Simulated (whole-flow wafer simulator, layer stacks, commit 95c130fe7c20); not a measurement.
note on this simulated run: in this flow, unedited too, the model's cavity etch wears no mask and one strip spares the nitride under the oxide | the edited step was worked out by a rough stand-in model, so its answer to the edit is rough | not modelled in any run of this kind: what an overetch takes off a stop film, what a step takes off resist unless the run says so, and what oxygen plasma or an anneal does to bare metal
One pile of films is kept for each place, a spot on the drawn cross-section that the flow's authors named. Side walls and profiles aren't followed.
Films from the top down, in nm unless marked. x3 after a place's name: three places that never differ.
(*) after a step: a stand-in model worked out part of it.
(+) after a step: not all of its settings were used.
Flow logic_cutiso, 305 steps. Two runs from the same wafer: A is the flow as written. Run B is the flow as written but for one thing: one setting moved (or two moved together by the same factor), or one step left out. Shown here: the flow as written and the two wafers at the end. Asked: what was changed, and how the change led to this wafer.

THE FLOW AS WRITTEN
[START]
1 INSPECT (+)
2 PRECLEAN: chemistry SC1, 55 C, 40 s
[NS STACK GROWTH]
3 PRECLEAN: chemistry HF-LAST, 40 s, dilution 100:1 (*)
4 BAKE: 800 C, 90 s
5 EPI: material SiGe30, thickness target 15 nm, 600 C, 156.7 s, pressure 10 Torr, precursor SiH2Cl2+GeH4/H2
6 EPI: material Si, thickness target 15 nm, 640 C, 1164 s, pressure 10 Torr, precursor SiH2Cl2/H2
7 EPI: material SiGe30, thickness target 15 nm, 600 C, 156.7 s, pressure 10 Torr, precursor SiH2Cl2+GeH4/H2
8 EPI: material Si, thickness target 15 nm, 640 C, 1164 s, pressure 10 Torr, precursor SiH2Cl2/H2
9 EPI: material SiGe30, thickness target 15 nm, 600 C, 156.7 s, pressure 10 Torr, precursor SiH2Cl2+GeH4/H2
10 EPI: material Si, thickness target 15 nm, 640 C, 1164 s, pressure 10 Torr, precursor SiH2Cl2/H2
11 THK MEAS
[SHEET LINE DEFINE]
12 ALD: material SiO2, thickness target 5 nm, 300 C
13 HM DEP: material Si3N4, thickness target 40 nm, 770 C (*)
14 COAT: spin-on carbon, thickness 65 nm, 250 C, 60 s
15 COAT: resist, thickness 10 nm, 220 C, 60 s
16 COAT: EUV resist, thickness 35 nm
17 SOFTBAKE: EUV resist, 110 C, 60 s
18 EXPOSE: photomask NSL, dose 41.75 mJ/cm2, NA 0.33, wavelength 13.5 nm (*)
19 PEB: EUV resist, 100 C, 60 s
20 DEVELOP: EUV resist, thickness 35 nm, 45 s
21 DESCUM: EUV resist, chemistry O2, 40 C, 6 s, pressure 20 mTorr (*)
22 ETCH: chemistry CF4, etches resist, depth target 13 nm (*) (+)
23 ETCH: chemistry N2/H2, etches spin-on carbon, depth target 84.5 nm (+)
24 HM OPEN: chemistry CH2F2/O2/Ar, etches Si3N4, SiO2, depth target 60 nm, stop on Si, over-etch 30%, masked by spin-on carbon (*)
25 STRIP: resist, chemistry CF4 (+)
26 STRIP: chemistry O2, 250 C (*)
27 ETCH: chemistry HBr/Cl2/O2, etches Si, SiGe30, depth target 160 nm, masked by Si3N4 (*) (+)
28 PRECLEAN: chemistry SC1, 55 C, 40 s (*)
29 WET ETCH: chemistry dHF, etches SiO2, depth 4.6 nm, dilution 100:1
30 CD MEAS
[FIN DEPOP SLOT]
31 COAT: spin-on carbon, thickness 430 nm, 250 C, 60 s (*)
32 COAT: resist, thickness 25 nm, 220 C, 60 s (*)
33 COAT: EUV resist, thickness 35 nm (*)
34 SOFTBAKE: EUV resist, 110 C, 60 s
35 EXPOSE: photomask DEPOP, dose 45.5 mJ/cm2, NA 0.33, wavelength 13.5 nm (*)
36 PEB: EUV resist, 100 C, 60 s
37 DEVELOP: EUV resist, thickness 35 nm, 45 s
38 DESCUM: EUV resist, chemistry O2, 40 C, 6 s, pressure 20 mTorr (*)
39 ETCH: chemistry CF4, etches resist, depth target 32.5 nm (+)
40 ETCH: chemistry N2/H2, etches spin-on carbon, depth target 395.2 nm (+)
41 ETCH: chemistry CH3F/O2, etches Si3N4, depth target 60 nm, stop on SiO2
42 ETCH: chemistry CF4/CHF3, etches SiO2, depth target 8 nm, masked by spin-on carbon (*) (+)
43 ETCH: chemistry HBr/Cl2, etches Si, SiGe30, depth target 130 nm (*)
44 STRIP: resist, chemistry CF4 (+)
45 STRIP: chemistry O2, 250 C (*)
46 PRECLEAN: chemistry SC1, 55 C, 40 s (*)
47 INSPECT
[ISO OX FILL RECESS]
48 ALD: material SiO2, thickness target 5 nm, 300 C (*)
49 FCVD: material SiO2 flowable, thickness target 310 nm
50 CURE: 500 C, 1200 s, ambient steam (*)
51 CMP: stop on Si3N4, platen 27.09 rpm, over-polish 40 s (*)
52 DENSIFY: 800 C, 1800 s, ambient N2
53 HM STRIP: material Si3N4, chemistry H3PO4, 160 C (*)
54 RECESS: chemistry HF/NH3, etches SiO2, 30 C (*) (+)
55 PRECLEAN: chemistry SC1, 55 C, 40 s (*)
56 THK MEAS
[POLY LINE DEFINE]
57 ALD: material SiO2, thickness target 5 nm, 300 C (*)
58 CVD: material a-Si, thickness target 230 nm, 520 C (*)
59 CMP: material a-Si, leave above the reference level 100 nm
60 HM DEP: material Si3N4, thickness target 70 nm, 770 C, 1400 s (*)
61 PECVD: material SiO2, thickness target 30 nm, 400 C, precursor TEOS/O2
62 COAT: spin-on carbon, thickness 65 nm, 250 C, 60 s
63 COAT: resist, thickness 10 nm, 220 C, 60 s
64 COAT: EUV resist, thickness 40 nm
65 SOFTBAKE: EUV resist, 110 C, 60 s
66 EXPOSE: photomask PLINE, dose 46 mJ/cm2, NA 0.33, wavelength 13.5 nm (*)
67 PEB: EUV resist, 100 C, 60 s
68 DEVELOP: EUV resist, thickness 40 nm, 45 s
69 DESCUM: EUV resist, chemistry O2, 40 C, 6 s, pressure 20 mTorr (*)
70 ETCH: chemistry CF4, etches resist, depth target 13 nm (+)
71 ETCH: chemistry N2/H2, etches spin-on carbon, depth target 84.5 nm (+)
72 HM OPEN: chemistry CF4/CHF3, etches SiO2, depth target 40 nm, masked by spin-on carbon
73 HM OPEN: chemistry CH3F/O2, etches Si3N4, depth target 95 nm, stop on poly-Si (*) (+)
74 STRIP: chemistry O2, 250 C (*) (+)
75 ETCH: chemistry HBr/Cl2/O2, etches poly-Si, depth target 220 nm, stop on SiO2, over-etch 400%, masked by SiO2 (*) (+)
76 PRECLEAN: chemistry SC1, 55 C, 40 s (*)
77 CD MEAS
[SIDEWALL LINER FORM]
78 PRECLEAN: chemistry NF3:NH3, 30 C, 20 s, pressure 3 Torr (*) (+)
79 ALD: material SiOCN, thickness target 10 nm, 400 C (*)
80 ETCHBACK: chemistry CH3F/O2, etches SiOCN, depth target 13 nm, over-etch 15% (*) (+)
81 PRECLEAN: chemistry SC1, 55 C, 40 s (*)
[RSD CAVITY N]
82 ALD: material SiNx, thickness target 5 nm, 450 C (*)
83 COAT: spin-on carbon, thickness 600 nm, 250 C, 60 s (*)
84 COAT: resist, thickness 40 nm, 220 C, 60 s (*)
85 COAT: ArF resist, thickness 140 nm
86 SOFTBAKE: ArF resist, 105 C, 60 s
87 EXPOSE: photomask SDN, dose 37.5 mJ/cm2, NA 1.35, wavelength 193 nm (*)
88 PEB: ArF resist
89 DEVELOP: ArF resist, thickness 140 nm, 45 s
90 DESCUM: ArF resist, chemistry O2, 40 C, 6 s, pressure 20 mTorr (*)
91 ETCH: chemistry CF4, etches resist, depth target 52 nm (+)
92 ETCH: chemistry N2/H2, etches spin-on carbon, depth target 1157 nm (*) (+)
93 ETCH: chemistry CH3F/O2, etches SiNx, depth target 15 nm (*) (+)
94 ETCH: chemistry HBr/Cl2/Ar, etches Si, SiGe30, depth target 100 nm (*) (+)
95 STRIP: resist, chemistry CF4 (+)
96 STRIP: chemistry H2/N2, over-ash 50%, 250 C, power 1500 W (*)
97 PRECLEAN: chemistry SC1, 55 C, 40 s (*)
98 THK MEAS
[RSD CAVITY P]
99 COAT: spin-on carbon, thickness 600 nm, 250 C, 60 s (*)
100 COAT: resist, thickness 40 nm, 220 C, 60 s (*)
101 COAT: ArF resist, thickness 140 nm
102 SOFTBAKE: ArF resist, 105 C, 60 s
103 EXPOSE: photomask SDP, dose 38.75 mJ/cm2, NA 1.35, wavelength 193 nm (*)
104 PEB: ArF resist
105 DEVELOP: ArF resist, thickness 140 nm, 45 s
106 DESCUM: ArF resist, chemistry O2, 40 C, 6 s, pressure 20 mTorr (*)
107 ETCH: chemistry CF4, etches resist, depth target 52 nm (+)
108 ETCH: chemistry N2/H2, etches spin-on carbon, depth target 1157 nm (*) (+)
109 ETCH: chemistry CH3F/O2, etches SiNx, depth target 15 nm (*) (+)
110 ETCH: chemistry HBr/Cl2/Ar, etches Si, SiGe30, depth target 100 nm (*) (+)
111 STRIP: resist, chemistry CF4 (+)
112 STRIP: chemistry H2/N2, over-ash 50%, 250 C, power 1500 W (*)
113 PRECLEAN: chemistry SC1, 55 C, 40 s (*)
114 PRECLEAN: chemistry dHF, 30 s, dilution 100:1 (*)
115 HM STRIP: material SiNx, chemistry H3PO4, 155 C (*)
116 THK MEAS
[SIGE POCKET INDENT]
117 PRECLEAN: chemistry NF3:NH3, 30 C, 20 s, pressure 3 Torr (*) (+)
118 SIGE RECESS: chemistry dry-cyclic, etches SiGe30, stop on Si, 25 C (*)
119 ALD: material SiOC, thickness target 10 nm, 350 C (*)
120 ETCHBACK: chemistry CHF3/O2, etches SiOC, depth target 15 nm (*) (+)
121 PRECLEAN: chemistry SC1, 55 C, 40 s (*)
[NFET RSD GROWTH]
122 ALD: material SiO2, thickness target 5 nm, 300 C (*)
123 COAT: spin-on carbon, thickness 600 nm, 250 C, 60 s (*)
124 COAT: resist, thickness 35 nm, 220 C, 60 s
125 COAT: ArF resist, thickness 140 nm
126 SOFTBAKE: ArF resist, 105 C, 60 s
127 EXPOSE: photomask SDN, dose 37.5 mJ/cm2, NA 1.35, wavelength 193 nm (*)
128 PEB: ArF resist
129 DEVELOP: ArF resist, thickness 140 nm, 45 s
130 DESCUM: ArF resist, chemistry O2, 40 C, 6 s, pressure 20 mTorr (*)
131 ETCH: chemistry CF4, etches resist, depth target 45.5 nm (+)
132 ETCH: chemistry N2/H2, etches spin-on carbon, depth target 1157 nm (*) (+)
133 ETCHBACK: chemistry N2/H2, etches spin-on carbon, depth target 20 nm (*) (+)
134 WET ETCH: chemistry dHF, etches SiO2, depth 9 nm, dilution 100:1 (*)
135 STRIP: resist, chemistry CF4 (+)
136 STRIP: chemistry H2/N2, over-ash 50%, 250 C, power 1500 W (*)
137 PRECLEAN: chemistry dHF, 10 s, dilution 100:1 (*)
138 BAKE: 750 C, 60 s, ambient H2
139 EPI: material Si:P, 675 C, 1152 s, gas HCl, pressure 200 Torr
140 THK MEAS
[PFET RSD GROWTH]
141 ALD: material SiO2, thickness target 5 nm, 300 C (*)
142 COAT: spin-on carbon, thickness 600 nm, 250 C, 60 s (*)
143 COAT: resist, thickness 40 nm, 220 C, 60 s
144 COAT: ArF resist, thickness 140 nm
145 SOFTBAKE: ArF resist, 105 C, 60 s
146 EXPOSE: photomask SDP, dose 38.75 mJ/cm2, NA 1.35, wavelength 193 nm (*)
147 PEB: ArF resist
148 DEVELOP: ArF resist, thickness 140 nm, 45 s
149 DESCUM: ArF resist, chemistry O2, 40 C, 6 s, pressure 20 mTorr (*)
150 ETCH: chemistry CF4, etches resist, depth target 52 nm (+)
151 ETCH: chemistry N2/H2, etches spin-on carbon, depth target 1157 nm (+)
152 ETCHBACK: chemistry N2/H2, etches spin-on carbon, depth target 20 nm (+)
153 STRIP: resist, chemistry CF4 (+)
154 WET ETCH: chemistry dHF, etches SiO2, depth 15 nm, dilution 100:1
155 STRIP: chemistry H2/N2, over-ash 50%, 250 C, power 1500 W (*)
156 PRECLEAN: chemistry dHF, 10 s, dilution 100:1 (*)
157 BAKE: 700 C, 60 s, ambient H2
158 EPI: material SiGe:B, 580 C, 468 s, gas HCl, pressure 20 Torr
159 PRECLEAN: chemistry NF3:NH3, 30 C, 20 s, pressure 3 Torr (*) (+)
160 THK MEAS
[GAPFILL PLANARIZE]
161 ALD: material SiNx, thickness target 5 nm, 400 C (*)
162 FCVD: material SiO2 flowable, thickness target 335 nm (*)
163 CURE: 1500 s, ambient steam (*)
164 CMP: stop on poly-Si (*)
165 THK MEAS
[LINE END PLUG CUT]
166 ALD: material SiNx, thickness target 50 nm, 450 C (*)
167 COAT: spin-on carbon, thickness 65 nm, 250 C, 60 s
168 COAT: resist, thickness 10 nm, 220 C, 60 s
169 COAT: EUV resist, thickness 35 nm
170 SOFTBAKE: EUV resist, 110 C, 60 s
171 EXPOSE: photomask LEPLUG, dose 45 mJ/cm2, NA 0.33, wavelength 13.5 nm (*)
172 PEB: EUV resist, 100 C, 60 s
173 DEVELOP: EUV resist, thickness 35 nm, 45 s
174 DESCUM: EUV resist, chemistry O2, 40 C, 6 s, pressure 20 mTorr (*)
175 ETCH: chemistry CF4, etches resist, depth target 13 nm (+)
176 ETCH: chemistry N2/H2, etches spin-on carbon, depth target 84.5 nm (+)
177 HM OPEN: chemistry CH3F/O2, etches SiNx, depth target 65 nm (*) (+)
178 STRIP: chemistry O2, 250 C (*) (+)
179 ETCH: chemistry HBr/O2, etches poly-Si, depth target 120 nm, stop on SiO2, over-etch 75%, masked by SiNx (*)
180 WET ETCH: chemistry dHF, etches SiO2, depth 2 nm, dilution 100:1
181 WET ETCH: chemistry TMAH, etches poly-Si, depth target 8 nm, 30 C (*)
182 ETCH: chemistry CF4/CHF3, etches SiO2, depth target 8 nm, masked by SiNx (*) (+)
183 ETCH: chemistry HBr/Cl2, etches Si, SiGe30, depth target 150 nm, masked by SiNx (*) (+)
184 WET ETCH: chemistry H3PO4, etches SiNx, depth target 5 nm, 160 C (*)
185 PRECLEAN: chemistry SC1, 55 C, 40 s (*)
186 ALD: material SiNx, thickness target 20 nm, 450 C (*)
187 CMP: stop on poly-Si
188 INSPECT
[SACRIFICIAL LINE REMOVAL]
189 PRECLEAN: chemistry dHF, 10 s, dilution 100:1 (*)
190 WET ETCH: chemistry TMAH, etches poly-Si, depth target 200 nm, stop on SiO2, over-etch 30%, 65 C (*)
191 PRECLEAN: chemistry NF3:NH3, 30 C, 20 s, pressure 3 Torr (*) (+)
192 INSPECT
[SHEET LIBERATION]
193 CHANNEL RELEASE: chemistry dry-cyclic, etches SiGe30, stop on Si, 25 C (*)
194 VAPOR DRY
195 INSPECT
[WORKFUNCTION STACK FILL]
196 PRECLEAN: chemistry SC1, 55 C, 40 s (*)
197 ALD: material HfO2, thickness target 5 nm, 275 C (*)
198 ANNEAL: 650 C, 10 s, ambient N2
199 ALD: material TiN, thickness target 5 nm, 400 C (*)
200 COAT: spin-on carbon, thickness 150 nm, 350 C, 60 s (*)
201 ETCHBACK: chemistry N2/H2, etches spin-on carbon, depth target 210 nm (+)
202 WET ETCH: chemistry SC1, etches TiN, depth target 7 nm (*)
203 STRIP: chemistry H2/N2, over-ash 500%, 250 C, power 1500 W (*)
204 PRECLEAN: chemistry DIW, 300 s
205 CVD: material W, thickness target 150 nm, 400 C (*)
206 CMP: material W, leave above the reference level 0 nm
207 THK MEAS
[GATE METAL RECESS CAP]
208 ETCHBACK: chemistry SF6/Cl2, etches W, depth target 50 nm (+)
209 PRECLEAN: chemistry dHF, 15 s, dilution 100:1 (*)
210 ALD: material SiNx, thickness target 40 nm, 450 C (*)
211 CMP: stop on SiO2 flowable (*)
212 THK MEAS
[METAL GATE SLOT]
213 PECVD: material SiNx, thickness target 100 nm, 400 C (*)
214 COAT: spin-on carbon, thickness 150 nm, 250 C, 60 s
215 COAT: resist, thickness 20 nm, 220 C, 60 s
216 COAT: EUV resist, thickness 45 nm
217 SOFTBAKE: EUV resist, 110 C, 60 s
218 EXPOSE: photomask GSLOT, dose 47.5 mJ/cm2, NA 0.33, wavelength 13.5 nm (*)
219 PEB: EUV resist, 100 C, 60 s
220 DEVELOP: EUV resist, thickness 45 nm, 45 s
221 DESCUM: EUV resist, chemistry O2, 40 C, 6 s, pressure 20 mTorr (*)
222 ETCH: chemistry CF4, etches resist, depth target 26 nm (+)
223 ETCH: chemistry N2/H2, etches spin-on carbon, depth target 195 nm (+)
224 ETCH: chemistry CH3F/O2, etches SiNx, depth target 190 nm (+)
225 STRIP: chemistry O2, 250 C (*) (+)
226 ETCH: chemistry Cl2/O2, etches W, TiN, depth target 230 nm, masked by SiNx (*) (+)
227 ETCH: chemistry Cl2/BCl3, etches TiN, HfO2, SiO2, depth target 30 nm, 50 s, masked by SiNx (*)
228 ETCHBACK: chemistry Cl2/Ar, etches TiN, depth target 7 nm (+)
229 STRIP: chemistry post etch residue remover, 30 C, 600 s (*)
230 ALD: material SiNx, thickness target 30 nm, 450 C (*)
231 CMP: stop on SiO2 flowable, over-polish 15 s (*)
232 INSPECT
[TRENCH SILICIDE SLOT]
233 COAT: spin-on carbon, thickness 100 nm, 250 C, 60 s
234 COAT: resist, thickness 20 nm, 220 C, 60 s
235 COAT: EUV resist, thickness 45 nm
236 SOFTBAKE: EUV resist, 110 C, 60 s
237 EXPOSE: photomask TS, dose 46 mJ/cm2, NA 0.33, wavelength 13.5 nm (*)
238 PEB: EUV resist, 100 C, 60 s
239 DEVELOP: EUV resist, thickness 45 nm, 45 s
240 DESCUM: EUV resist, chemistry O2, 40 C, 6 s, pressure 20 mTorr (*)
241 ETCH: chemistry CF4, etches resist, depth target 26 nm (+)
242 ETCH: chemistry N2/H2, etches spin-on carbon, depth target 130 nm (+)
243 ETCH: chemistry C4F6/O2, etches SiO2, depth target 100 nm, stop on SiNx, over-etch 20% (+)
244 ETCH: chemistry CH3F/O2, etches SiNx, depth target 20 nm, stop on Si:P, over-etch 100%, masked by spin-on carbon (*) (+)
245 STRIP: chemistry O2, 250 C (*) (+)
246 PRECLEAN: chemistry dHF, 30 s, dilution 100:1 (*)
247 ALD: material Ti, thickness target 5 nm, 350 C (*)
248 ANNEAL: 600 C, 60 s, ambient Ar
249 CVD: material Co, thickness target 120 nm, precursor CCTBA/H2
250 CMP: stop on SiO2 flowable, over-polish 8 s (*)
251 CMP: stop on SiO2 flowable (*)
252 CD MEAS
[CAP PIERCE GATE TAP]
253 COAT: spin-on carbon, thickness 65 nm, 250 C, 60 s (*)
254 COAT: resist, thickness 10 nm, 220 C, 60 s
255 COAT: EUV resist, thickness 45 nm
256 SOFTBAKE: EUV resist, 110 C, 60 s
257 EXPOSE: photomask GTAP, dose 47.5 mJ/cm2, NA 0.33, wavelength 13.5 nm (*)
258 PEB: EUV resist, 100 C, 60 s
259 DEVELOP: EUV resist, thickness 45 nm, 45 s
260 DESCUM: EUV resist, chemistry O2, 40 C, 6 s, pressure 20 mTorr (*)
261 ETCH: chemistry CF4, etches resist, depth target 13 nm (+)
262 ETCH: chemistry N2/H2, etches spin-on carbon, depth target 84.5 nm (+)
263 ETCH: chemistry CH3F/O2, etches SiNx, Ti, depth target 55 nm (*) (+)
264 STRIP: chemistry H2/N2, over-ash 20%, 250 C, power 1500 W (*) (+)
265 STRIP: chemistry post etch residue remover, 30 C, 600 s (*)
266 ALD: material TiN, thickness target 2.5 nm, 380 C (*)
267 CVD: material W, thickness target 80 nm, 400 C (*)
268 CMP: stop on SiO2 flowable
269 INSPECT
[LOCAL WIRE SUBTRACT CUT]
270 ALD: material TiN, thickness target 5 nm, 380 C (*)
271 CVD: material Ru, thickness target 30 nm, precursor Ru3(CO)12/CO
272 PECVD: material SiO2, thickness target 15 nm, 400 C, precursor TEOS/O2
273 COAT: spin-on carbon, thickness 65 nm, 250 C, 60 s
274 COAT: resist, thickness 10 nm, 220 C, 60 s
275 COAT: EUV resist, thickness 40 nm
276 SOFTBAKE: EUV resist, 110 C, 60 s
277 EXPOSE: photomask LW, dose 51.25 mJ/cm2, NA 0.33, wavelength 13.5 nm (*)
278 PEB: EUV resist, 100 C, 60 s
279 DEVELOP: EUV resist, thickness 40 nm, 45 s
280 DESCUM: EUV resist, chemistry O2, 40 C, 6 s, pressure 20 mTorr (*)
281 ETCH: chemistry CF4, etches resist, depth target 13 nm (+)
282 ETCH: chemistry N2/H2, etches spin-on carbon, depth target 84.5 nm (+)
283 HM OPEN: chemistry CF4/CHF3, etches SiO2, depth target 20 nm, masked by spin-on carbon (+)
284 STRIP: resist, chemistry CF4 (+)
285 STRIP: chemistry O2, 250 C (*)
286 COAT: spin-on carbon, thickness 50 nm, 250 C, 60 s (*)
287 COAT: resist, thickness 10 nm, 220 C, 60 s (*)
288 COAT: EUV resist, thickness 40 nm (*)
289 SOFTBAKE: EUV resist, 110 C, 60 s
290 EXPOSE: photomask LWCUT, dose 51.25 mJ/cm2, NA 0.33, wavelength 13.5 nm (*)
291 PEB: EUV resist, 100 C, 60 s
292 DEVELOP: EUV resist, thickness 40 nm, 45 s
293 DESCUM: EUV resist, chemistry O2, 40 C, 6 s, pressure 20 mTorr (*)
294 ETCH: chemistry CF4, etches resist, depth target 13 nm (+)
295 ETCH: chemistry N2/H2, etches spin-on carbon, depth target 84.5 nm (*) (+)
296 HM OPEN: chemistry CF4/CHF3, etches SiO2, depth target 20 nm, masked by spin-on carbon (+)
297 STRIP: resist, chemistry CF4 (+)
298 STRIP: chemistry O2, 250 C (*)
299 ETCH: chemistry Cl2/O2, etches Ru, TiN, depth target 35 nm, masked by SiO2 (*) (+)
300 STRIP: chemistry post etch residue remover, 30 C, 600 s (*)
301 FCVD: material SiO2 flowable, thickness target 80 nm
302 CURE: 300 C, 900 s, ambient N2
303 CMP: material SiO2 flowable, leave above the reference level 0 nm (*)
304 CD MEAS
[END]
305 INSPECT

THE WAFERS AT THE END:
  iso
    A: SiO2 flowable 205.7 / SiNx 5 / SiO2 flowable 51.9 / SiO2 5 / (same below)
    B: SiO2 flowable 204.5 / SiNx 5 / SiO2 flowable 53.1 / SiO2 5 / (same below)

The cause: step 119, ALD: thickness target 11.2 nm was run, where the flow has thickness target 10 nm.

How the change led to this, step by step:
  119 ALD: material SiOC, thickness target 10 nm, 350 C (*)
      depop, dpovl, gfld and 14 more: A SiOC +10 (new film) | B SiOC +11.2 (new film)
      lnr, lnrp, lnrt: A SiOC +10 (new film), SiOC +16 (new film), cavity -16 (all of it), SiOC +16 (new film), cavity -16 (all of it), SiOC +16 (new film), cavity -16 (all of it) | B SiOC +11.2 (new film), SiOC +16 (new film), cavity -16 (all of it), SiOC +16 (new film), cavity -16 (all of it), SiOC +16 (new film), cavity -16 (all of it)
      (and at 2 more places)
  120 ETCHBACK: chemistry CHF3/O2, etches SiOC, depth target 15 nm (*) (+)
      gl, tap: A SiOC -10 (all of it), SiO2 -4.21 (all of it), Si3N4 -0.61 | B SiOC -11.2 (all of it), SiO2 -3.8
      glp: A SiOC -10 (all of it), SiO2 -4.25 (all of it), Si3N4 -0.58 | B SiOC -11.2 (all of it), SiO2 -3.8
      (and at 19 more places)
  122 ALD: material SiO2, thickness target 5 nm, 300 C (*)
      gl, glp, tap: A SiO2 +5 (new film) | B SiO2 +5
      gxn: A SiO2 +6.76 (new film) | B SiO2 +5.25
      (and at 1 more place)
  141 ALD: material SiO2, thickness target 5 nm, 300 C (*)
      gxn: A SiO2 +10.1 (new film) | B SiO2 +10.7 (new film)
  164 CMP: stop on poly-Si (*)
      depop, dpovl, isow, ns, nsgap: A SiO2 flowable -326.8 (all of it), SiNx -5 (all of it), SiO2 -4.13 (all of it), Si3N4 -70 (all of it) | B SiO2 flowable -326.8 (all of it), SiNx -5 (all of it), SiO2 -5.33 (all of it), Si3N4 -70 (all of it)
      gfld, gxf: A SiO2 flowable -251.9 (all of it), SiNx -5 (all of it), SiO2 -4.13 (all of it), Si3N4 -70 (all of it) | B SiO2 flowable -251.2 (all of it), SiNx -5 (all of it), SiO2 -5.33 (all of it), Si3N4 -70 (all of it)
      (and at 2 more places)
